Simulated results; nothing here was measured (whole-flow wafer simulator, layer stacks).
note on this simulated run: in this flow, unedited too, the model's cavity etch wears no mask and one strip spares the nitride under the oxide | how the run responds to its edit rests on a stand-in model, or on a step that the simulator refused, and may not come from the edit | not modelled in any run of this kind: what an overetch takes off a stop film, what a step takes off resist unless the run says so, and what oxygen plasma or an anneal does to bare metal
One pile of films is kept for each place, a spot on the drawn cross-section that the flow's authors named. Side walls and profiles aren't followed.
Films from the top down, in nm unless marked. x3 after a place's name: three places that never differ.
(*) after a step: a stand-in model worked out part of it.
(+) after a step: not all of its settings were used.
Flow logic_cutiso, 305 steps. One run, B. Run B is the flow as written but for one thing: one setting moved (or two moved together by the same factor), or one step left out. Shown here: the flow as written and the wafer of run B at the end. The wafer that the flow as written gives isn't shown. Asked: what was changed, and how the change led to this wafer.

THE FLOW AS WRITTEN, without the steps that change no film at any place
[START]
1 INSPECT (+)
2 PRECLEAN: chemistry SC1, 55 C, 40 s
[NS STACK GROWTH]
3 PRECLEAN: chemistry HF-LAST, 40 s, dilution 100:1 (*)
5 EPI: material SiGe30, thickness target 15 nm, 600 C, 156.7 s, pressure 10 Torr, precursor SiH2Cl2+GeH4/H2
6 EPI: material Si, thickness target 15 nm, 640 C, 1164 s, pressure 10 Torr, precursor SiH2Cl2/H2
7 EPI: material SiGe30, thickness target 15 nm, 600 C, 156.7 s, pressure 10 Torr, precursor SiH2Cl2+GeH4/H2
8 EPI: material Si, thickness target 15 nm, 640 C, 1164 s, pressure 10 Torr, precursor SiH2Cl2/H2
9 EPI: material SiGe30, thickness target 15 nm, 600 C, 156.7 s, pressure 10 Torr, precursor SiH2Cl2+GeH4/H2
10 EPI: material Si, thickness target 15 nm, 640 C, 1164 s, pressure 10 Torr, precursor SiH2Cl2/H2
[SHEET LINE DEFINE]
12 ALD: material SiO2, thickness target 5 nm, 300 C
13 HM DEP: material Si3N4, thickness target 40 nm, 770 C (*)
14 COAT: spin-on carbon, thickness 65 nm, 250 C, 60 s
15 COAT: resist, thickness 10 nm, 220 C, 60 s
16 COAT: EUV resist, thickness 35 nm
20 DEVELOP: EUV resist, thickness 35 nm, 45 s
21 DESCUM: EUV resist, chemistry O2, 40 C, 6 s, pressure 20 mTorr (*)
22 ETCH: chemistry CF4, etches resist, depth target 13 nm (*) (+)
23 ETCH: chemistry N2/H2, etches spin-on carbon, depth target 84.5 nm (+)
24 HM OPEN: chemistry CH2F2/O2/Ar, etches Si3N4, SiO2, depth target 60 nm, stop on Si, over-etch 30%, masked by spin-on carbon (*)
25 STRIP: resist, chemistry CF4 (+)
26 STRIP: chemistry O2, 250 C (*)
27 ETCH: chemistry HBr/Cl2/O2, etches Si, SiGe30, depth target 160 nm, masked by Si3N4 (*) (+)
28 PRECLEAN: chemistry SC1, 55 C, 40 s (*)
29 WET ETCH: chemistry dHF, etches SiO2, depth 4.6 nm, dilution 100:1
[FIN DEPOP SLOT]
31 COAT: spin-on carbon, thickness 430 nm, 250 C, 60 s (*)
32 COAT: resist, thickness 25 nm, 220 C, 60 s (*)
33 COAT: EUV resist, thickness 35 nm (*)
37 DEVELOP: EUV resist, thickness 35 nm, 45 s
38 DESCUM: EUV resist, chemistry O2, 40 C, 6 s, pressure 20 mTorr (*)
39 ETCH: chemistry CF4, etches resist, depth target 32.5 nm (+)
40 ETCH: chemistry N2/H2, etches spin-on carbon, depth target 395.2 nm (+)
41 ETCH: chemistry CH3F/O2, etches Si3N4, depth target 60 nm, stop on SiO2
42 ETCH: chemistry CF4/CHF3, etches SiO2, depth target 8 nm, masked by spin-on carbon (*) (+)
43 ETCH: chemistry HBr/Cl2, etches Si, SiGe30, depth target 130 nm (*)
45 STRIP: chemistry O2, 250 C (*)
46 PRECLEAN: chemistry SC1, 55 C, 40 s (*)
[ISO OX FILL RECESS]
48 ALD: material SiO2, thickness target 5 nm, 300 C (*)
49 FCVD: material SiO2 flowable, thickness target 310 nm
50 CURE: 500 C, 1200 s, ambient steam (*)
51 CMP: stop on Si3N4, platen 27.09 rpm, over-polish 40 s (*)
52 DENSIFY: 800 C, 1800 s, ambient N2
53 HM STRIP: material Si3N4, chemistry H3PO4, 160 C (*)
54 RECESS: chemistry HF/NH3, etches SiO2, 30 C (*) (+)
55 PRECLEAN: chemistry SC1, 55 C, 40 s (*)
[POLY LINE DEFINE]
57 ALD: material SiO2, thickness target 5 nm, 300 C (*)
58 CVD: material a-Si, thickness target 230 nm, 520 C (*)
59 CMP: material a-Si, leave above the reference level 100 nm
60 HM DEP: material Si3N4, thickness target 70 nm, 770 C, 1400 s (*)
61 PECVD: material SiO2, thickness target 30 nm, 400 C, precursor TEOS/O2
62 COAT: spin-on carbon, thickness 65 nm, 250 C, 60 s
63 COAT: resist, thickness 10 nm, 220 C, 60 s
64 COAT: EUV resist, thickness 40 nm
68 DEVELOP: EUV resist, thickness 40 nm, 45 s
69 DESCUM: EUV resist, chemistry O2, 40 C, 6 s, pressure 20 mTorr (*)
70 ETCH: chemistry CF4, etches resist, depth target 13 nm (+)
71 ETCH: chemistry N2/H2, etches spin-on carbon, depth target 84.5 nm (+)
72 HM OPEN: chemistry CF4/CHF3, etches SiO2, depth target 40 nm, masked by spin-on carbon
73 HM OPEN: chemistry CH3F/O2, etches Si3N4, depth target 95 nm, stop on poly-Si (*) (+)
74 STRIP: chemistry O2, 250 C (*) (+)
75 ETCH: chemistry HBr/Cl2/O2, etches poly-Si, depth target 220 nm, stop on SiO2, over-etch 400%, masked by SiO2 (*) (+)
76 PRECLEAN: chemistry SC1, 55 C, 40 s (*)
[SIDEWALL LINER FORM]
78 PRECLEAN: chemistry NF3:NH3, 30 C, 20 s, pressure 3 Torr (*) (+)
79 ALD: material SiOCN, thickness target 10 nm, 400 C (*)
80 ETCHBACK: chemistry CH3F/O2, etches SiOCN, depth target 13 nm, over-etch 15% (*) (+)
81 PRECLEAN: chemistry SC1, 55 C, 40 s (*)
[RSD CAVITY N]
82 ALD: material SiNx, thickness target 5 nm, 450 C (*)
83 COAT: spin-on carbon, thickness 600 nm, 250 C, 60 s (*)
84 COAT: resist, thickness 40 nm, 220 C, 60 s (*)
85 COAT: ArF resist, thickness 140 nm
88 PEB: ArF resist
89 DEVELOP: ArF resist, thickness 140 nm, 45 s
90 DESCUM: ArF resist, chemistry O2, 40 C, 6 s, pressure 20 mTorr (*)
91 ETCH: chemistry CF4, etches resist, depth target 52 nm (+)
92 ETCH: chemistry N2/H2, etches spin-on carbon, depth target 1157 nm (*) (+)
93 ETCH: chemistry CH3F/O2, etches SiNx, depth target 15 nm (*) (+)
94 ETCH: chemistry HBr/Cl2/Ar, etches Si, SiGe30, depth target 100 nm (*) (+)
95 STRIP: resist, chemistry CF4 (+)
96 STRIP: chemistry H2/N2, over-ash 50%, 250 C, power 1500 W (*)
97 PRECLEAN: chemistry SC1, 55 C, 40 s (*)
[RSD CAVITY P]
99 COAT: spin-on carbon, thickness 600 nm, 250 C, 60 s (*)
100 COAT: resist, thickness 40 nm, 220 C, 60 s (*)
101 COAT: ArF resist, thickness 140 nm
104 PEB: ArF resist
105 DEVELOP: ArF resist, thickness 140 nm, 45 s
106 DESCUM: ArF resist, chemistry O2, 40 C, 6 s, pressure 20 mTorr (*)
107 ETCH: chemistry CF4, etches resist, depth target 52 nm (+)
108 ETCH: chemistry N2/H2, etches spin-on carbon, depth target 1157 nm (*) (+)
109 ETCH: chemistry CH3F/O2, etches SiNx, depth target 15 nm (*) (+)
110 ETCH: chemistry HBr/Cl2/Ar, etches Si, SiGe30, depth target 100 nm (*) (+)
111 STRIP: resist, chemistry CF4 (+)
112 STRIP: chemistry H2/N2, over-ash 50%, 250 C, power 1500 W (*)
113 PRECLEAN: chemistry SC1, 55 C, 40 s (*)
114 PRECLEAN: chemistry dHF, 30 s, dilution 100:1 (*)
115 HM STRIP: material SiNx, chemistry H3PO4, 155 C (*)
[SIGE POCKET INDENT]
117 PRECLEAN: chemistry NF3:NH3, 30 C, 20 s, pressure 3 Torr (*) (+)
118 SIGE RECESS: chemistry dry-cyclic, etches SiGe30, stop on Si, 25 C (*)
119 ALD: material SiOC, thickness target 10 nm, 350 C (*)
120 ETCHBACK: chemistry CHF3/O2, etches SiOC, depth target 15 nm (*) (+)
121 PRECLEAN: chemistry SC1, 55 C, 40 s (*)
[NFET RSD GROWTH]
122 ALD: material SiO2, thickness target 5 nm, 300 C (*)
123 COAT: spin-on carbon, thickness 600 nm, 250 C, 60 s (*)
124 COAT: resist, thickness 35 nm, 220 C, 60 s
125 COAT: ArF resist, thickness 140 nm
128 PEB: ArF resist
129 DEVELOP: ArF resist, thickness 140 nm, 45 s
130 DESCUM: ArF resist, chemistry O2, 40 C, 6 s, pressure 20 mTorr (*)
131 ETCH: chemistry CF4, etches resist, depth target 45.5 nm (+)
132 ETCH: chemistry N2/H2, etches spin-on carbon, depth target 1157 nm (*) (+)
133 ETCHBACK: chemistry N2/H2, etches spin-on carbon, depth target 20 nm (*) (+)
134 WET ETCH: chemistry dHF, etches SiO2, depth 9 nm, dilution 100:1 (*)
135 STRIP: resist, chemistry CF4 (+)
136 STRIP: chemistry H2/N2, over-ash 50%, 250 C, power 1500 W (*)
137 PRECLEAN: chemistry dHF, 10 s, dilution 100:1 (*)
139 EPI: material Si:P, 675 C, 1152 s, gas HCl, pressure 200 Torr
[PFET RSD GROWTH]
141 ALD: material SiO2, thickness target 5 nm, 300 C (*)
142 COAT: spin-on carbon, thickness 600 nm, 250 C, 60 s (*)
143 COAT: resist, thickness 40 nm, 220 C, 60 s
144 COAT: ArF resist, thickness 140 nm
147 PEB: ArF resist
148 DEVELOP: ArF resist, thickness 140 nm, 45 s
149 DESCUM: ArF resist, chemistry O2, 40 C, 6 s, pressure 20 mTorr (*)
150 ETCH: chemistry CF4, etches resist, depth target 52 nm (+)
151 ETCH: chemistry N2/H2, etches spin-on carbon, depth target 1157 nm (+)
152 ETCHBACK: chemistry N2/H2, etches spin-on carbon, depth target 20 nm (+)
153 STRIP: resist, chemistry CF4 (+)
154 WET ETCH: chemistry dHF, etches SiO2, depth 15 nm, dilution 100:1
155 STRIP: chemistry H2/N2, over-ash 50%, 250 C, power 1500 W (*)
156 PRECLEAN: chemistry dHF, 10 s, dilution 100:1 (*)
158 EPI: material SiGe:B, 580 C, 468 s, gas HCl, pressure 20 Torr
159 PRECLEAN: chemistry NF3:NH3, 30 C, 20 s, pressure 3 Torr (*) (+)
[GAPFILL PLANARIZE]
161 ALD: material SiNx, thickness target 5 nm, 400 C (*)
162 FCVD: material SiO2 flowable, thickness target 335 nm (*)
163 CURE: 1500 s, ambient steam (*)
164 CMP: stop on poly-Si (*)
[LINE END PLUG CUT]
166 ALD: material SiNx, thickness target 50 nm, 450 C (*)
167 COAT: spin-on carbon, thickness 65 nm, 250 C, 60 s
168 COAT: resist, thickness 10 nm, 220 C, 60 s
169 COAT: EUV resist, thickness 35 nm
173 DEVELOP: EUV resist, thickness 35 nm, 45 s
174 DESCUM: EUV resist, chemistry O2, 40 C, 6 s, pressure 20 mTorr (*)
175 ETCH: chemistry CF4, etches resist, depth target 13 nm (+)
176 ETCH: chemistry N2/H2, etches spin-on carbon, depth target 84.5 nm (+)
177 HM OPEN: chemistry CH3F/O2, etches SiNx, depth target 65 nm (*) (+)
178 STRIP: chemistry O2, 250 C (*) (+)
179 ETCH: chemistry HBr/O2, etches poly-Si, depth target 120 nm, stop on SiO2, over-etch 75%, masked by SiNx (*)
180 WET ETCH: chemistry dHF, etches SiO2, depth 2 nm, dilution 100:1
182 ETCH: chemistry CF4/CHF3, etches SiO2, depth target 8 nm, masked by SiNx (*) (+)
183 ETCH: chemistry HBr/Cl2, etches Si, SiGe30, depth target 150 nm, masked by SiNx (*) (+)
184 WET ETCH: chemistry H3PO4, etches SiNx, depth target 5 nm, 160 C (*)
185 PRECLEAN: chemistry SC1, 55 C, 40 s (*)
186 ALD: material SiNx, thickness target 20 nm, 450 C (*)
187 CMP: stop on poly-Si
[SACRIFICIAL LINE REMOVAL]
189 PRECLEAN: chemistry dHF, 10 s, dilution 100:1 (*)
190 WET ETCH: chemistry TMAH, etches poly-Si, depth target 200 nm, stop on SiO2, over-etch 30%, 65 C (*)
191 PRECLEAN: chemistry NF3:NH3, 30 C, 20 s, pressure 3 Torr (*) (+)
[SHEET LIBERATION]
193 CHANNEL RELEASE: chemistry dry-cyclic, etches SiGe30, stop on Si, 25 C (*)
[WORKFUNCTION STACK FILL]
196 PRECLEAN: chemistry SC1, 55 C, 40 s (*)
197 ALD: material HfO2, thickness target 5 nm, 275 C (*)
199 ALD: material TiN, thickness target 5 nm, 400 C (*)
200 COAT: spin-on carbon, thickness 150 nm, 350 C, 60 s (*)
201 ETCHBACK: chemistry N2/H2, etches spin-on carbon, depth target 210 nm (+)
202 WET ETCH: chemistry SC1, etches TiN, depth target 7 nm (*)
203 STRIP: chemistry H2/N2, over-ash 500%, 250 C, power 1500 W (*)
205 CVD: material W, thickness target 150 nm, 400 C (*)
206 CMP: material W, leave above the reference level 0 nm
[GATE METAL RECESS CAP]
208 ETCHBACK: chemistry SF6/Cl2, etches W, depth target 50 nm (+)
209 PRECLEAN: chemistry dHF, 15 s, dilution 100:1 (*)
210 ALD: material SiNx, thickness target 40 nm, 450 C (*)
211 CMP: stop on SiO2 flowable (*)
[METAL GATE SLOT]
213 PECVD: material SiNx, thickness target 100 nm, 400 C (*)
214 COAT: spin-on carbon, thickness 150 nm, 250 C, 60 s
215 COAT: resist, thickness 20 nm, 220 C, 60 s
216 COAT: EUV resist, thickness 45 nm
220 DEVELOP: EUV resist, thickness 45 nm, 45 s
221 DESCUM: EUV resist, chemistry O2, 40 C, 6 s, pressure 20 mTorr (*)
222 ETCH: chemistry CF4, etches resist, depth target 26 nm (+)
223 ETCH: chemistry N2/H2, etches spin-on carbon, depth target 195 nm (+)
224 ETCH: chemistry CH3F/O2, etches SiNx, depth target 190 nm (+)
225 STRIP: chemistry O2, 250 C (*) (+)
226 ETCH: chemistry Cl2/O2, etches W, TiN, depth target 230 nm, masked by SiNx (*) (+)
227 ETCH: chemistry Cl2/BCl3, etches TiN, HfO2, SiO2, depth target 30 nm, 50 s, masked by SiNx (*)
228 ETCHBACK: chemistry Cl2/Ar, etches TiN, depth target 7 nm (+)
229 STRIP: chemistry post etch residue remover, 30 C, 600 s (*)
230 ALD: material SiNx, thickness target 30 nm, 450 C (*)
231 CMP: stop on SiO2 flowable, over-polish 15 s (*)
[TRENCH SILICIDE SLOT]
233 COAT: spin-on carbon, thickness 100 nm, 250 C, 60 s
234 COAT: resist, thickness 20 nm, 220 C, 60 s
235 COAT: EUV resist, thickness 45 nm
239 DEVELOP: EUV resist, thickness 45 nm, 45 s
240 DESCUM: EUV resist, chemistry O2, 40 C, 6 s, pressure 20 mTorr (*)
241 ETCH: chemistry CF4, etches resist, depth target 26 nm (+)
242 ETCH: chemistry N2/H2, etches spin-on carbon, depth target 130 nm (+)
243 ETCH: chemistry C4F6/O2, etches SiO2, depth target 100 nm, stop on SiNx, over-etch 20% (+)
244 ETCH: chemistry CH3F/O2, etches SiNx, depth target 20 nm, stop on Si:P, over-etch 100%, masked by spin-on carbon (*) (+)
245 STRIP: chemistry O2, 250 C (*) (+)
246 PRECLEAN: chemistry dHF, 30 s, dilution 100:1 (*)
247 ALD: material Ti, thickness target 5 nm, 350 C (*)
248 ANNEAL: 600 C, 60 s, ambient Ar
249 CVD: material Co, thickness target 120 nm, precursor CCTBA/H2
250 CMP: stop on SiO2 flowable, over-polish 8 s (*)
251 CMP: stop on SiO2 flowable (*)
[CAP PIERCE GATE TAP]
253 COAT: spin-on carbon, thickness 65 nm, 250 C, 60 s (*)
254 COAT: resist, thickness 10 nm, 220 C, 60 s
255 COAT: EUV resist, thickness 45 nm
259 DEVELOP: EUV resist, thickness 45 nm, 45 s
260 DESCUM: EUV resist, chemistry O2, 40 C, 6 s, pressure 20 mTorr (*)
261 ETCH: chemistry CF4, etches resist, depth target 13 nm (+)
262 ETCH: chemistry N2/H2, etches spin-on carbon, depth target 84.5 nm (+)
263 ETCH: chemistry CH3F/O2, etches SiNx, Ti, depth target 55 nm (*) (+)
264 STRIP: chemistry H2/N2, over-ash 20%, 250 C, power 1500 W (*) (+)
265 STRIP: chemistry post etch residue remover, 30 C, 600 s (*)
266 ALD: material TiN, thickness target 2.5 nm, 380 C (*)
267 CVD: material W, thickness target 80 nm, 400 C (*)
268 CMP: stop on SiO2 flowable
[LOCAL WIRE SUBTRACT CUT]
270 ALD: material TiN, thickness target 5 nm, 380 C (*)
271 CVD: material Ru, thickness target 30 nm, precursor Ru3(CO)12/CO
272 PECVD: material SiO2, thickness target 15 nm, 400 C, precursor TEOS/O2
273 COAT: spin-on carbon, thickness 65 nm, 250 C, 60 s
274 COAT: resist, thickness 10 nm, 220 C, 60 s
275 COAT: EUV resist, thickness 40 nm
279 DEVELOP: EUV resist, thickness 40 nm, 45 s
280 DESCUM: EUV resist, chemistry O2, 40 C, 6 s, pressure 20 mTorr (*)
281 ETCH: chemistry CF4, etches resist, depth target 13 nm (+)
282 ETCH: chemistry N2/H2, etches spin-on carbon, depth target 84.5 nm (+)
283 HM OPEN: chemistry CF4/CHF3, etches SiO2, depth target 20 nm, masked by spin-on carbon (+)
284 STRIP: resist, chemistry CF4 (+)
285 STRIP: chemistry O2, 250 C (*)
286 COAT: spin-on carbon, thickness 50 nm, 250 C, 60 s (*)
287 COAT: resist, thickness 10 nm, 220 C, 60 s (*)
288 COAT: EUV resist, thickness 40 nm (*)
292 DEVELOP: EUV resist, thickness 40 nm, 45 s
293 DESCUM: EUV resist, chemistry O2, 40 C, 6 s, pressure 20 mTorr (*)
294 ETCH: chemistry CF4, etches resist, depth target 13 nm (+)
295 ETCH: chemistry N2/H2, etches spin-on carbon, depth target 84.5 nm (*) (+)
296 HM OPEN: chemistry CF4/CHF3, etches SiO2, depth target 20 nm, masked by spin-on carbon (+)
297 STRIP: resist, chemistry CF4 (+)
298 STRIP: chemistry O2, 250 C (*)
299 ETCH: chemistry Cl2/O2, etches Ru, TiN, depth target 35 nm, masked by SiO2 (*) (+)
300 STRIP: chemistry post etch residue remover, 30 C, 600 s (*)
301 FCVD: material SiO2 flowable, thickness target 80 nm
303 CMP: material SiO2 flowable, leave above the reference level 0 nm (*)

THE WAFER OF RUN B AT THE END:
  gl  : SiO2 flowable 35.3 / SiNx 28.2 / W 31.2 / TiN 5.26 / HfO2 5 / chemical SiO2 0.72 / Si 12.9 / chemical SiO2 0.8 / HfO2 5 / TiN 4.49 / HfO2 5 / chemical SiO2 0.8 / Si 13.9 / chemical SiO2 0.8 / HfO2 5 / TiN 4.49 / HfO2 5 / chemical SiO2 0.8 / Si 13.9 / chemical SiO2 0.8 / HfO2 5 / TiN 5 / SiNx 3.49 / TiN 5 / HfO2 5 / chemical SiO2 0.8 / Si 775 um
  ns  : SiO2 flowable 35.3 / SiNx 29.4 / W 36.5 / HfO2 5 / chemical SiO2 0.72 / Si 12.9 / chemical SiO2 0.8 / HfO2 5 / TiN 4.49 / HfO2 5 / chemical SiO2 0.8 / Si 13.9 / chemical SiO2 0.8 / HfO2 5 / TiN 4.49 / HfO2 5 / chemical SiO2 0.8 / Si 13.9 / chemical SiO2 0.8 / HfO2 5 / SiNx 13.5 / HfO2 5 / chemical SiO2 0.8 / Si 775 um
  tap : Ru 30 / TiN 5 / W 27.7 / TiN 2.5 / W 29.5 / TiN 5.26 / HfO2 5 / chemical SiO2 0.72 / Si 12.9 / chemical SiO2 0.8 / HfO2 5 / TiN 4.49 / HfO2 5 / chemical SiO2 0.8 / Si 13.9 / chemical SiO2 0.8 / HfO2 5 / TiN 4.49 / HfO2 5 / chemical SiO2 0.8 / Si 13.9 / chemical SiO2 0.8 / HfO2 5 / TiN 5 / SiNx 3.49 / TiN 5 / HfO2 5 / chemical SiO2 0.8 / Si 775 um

The cause: step 5, EPI: thickness target 24 nm was run, where the flow has thickness target 15 nm; step 5, EPI: 250.7 s was run, where the flow has 156.7 s.

How the change led to this, step by step:
  5 EPI: material SiGe30, thickness target 15 nm, 600 C, 156.7 s, pressure 10 Torr, precursor SiH2Cl2+GeH4/H2
      depop, dpovl, gfld and 19 more: SiGe30 +24 (new film) (as written it would be: SiGe30 +15 (new film))
  27 ETCH: chemistry HBr/Cl2/O2, etches Si, SiGe30, depth target 160 nm, masked by Si3N4 (*) (+)
      gfld, gxf, iso, lnri: chemical SiO2 -0.79 (all of it), Si -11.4 (all of it), SiGe30 -15 (all of it), Si -15 (all of it), SiGe30 -15 (all of it), Si -15 (all of it), SiGe30 -24 (all of it), Si -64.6 (as written it would be: chemical SiO2 -0.79 (all of it), Si -11.4 (all of it), SiGe30 -15 (all of it), Si -15 (all of it), SiGe30 -15 (all of it), Si -15 (all of it), SiGe30 -15 (all of it), Si -73.6)
      dpovl, nsgap: chemical SiO2 -0.79 (all of it), Si -11.8 (all of it), SiGe30 -15 (all of it), Si -15 (all of it), SiGe30 -15 (all of it), Si -15 (all of it), SiGe30 -24 (all of it), Si -64.2 (as written it would be: chemical SiO2 -0.79 (all of it), Si -11.8 (all of it), SiGe30 -15 (all of it), Si -15 (all of it), SiGe30 -15 (all of it), Si -15 (all of it), SiGe30 -15 (all of it), Si -73.2)
      (and at 1 more place)
  43 ETCH: chemistry HBr/Cl2, etches Si, SiGe30, depth target 130 nm (*)
      depop: Si -14 (all of it), SiGe30 -15 (all of it), Si -15 (all of it), SiGe30 -15 (all of it), Si -15 (all of it), SiGe30 -24 (all of it), Si -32 (as written it would be: Si -14 (all of it), SiGe30 -15 (all of it), Si -15 (all of it), SiGe30 -15 (all of it), Si -15 (all of it), SiGe30 -15 (all of it), Si -41)
  94 ETCH: chemistry HBr/Cl2/Ar, etches Si, SiGe30, depth target 100 nm (*) (+)
      rsdn, rsdx: chemical SiO2 -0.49 (all of it), Si -12.8 (all of it), SiGe30 -15 (all of it), Si -15 (all of it), SiGe30 -15 (all of it), Si -15 (all of it), SiGe30 -24 (all of it), Si -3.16 (as written it would be: chemical SiO2 -0.49 (all of it), Si -12.8 (all of it), SiGe30 -15 (all of it), Si -15 (all of it), SiGe30 -15 (all of it), Si -15 (all of it), SiGe30 -15 (all of it), Si -12.2)
  110 ETCH: chemistry HBr/Cl2/Ar, etches Si, SiGe30, depth target 100 nm (*) (+)
      rsdp, rsdw: chemical SiO2 -0.49 (all of it), Si -12.8 (all of it), SiGe30 -15 (all of it), Si -15 (all of it), SiGe30 -15 (all of it), Si -15 (all of it), SiGe30 -24 (all of it), Si -3.16 (as written it would be: chemical SiO2 -0.49 (all of it), Si -12.8 (all of it), SiGe30 -15 (all of it), Si -15 (all of it), SiGe30 -15 (all of it), Si -15 (all of it), SiGe30 -15 (all of it), Si -12.2)
  118 SIGE RECESS: chemistry dry-cyclic, etches SiGe30, stop on Si, 25 C (*)
      lnr, lnrp, lnrt: SiOCN -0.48, Si -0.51, cavity +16 (new film), SiGe30 -15 (all of it), Si -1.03, cavity +16 (new film), SiGe30 -15 (all of it), Si -1.03, cavity +25 (new film), SiGe30 -24 (all of it), Si -0.51 (as written it would be: SiOCN -0.48, Si -0.51, cavity +16 (new film), SiGe30 -15 (all of it), Si -1.03, cavity +16 (new film), SiGe30 -15 (all of it), Si -1.03, cavity +16 (new film), SiGe30 -15 (all of it), Si -0.51)
  119 ALD: material SiOC, thickness target 10 nm, 350 C (*)
      lnr, lnrp, lnrt: SiOC +10 (new film), SiOC +16 (new film), cavity -16 (all of it), SiOC +16 (new film), cavity -16 (all of it), SiOC +25 (new film), cavity -25 (all of it) (as written it would be: SiOC +10 (new film), SiOC +16 (new film), cavity -16 (all of it), SiOC +16 (new film), cavity -16 (all of it), SiOC +16 (new film), cavity -16 (all of it))
  183 ETCH: chemistry HBr/Cl2, etches Si, SiGe30, depth target 150 nm, masked by SiNx (*) (+)
      plug: Si -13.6 (all of it), SiGe30 -15 (all of it), Si -15 (all of it), SiGe30 -15 (all of it), Si -15 (all of it), SiGe30 -24 (all of it), Si -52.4 (as written it would be: Si -13.6 (all of it), SiGe30 -15 (all of it), Si -15 (all of it), SiGe30 -15 (all of it), Si -15 (all of it), SiGe30 -15 (all of it), Si -61.4)
  193 CHANNEL RELEASE: chemistry dry-cyclic, etches SiGe30, stop on Si, 25 C (*)
      gl, glp, gxn, gxp, ns, tap: chemical SiO2 +0.8 (new film), Si -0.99, chemical SiO2 +0.8 (new film), cavity +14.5 (new film), chemical SiO2 +0.8 (new film), SiGe30 -15 (all of it), Si -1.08, chemical SiO2 +0.8 (new film), cavity +14.5 (new film), chemical SiO2 +0.8 (new film), SiGe30 -15 (all of it), Si -1.08, chemical SiO2 +0.8 (new film), cavity +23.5 (new film), chemical SiO2 +0.8 (new film), SiGe30 -24 (all of it), Si -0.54 (as written it would be: chemical SiO2 +0.8 (new film), Si -0.99, chemical SiO2 +0.8 (new film), cavity +14.5 (new film), chemical SiO2 +0.8 (new film), SiGe30 -15 (all of it), Si -1.08, chemical SiO2 +0.8 (new film), cavity +14.5 (new film), chemical SiO2 +0.8 (new film), SiGe30 -15 (all of it), Si -1.08, chemical SiO2 +0.8 (new film), cavity +14.5 (new film), chemical SiO2 +0.8 (new film), SiGe30 -15 (all of it), Si -0.54)
  199 ALD: material TiN, thickness target 5 nm, 400 C (*)
      gl, glp, tap: TiN +5.26 (new film), TiN +4.49 (new film), cavity -4.49 (all of it), TiN +4.49 (new film), cavity -4.49 (all of it), TiN +5 (new film), cavity -10, TiN +5 (new film) (as written it would be: TiN +5.26 (new film), TiN +4.49 (new film), cavity -4.49 (all of it), TiN +4.49 (new film), cavity -4.49 (all of it), TiN +4.49 (new film), cavity -4.49 (all of it))
      gxn, gxp, ns: TiN +5 (new film), TiN +4.49 (new film), cavity -4.49 (all of it), TiN +4.49 (new film), cavity -4.49 (all of it), TiN +5 (new film), cavity -10, TiN +5 (new film) (as written it would be: TiN +5 (new film), TiN +4.49 (new film), cavity -4.49 (all of it), TiN +4.49 (new film), cavity -4.49 (all of it), TiN +4.49 (new film), cavity -4.49 (all of it))
  202 WET ETCH: chemistry SC1, etches TiN, depth target 7 nm (*)
      ns: TiN -5 (all of it), TiN -5 (all of it), cavity +10, TiN -5 (all of it) (as written it would be: TiN -5 (all of it))
  210 ALD: material SiNx, thickness target 40 nm, 450 C (*)
      gl, glp, gxn, gxp, tap: SiNx +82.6 (new film), SiNx +3.49 (new film), cavity -3.49 (all of it) (as written it would be: SiNx +82.6 (new film))
      ns: SiNx +40 (new film), SiNx +13.5 (new film), cavity -13.5 (all of it) (as written it would be: SiNx +40 (new film))
Counting metal films that touch as one body, gl has 5 bodies (between them, from the top down: HfO2 5 / chemical SiO2 0.72 / Si 12.9 / chemical SiO2 0.8 / HfO2 5; HfO2 5 / chemical SiO2 0.8 / Si 13.9 / chemical SiO2 0.8 / HfO2 5; HfO2 5 / chemical SiO2 0.8 / Si 13.9 / chemical SiO2 0.8 / HfO2 5; SiNx 3.49); the flow as written gives 4 bodies (between them, from the top down: HfO2 5 / chemical SiO2 0.72 / Si 12.9 / chemical SiO2 0.8 / HfO2 5; HfO2 5 / chemical SiO2 0.8 / Si 13.9 / chemical SiO2 0.8 / HfO2 5; HfO2 5 / chemical SiO2 0.8 / Si 13.9 / chemical SiO2 0.8 / HfO2 5).
Counting metal films that touch as one body, ns has 3 bodies (between them, from the top down: HfO2 5 / chemical SiO2 0.72 / Si 12.9 / chemical SiO2 0.8 / HfO2 5; HfO2 5 / chemical SiO2 0.8 / Si 13.9 / chemical SiO2 0.8 / HfO2 5); the flow as written gives 4 bodies (between them, from the top down: HfO2 5 / chemical SiO2 0.72 / Si 12.9 / chemical SiO2 0.8 / HfO2 5; HfO2 5 / chemical SiO2 0.8 / Si 13.9 / chemical SiO2 0.8 / HfO2 5; HfO2 5 / chemical SiO2 0.8 / Si 13.9 / chemical SiO2 0.8 / HfO2 5).
Counting metal films that touch as one body, tap has 5 bodies (between them, from the top down: HfO2 5 / chemical SiO2 0.72 / Si 12.9 / chemical SiO2 0.8 / HfO2 5; HfO2 5 / chemical SiO2 0.8 / Si 13.9 / chemical SiO2 0.8 / HfO2 5; HfO2 5 / chemical SiO2 0.8 / Si 13.9 / chemical SiO2 0.8 / HfO2 5; SiNx 3.49); the flow as written gives 4 bodies (between them, from the top down: HfO2 5 / chemical SiO2 0.72 / Si 12.9 / chemical SiO2 0.8 / HfO2 5; HfO2 5 / chemical SiO2 0.8 / Si 13.9 / chemical SiO2 0.8 / HfO2 5; HfO2 5 / chemical SiO2 0.8 / Si 13.9 / chemical SiO2 0.8 / HfO2 5).
